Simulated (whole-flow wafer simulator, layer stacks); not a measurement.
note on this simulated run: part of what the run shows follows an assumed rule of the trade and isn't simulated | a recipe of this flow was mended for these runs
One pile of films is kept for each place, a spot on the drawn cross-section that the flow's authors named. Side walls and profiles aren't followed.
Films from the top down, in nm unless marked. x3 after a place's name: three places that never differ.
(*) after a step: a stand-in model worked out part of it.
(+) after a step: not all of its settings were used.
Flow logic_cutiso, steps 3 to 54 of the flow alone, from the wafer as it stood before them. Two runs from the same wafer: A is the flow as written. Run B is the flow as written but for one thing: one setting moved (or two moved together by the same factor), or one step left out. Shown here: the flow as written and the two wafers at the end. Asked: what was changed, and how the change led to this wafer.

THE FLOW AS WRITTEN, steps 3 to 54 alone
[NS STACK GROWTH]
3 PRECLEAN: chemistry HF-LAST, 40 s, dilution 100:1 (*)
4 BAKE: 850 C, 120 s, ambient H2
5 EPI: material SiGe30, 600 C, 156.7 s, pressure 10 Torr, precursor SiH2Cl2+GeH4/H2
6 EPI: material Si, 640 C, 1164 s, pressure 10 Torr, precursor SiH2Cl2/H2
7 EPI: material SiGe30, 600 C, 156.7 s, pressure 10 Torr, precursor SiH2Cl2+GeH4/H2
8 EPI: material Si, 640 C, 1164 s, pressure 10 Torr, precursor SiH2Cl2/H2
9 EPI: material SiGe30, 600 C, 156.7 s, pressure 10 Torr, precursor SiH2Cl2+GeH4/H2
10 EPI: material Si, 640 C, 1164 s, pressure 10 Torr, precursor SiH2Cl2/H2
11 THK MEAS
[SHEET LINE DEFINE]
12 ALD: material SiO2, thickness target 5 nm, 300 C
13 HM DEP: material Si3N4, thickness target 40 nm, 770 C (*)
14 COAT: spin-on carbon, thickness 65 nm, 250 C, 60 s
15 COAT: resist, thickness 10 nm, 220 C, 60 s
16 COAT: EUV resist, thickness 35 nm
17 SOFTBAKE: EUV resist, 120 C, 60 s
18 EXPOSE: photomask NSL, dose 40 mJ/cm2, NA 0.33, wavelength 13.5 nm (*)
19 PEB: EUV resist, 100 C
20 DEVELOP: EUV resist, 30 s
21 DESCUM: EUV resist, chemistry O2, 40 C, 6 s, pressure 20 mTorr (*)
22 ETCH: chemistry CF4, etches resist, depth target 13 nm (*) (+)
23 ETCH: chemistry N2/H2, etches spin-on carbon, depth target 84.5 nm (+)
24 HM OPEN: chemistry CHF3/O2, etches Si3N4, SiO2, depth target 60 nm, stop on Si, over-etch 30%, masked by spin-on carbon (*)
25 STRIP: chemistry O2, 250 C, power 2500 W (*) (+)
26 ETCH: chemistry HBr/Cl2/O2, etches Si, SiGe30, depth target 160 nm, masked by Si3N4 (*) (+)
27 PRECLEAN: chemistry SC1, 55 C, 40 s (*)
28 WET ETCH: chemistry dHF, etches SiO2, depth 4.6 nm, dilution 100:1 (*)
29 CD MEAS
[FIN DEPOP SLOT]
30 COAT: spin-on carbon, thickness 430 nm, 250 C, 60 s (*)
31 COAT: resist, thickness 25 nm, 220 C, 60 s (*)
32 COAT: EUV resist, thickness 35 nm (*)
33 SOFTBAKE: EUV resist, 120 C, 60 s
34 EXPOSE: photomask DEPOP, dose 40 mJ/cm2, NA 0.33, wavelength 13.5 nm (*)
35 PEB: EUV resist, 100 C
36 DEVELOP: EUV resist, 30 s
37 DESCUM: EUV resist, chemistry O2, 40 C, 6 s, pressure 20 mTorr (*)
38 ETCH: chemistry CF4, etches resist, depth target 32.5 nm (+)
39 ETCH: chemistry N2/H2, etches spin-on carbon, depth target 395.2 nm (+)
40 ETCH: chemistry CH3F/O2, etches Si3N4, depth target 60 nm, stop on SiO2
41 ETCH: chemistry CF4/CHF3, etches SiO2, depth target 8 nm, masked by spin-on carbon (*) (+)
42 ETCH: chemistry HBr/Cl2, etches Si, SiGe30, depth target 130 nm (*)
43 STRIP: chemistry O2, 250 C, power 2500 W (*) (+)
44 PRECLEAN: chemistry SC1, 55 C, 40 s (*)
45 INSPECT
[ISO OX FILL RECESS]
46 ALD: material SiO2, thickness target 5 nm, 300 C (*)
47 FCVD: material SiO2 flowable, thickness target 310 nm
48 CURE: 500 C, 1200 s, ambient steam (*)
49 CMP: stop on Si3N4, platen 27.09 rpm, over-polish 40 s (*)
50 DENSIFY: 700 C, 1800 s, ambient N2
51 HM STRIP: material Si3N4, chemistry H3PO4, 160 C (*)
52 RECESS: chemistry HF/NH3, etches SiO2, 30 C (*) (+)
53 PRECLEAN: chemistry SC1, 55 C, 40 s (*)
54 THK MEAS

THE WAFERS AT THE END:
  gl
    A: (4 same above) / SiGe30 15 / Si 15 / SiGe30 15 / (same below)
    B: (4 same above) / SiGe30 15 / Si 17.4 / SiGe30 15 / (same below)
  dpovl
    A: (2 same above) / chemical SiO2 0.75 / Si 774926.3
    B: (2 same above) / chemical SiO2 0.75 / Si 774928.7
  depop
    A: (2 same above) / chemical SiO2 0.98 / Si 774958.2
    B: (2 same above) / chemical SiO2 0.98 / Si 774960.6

The cause: step 6, EPI: 1351 s was run, where the flow has 1164 s.

How the change led to this, step by step:
  6 EPI: material Si, 640 C, 1164 s, pressure 10 Torr, precursor SiH2Cl2/H2
      depop, dpovl, gfld and 19 more: A Si +15 (new film) | B Si +17.4 (new film)
  26 ETCH: chemistry HBr/Cl2/O2, etches Si, SiGe30, depth target 160 nm, masked by Si3N4 (*) (+)
      dpovl, gfld, gxf, iso, isow, lnri, nsgap: A chemical SiO2 -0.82 (all of it), Si -12 (all of it), SiGe30 -15 (all of it), Si -15 (all of it), SiGe30 -15 (all of it), Si -15 (all of it), SiGe30 -15 (all of it), Si -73 | B chemical SiO2 -0.82 (all of it), Si -12 (all of it), SiGe30 -15 (all of it), Si -15 (all of it), SiGe30 -15 (all of it), Si -17.4 (all of it), SiGe30 -15 (all of it), Si -70.6
  42 ETCH: chemistry HBr/Cl2, etches Si, SiGe30, depth target 130 nm (*)
      depop: A Si -13.8 (all of it), SiGe30 -15 (all of it), Si -15 (all of it), SiGe30 -15 (all of it), Si -15 (all of it), SiGe30 -15 (all of it), Si -41.2 | B Si -13.8 (all of it), SiGe30 -15 (all of it), Si -15 (all of it), SiGe30 -15 (all of it), Si -17.4 (all of it), SiGe30 -15 (all of it), Si -38.8
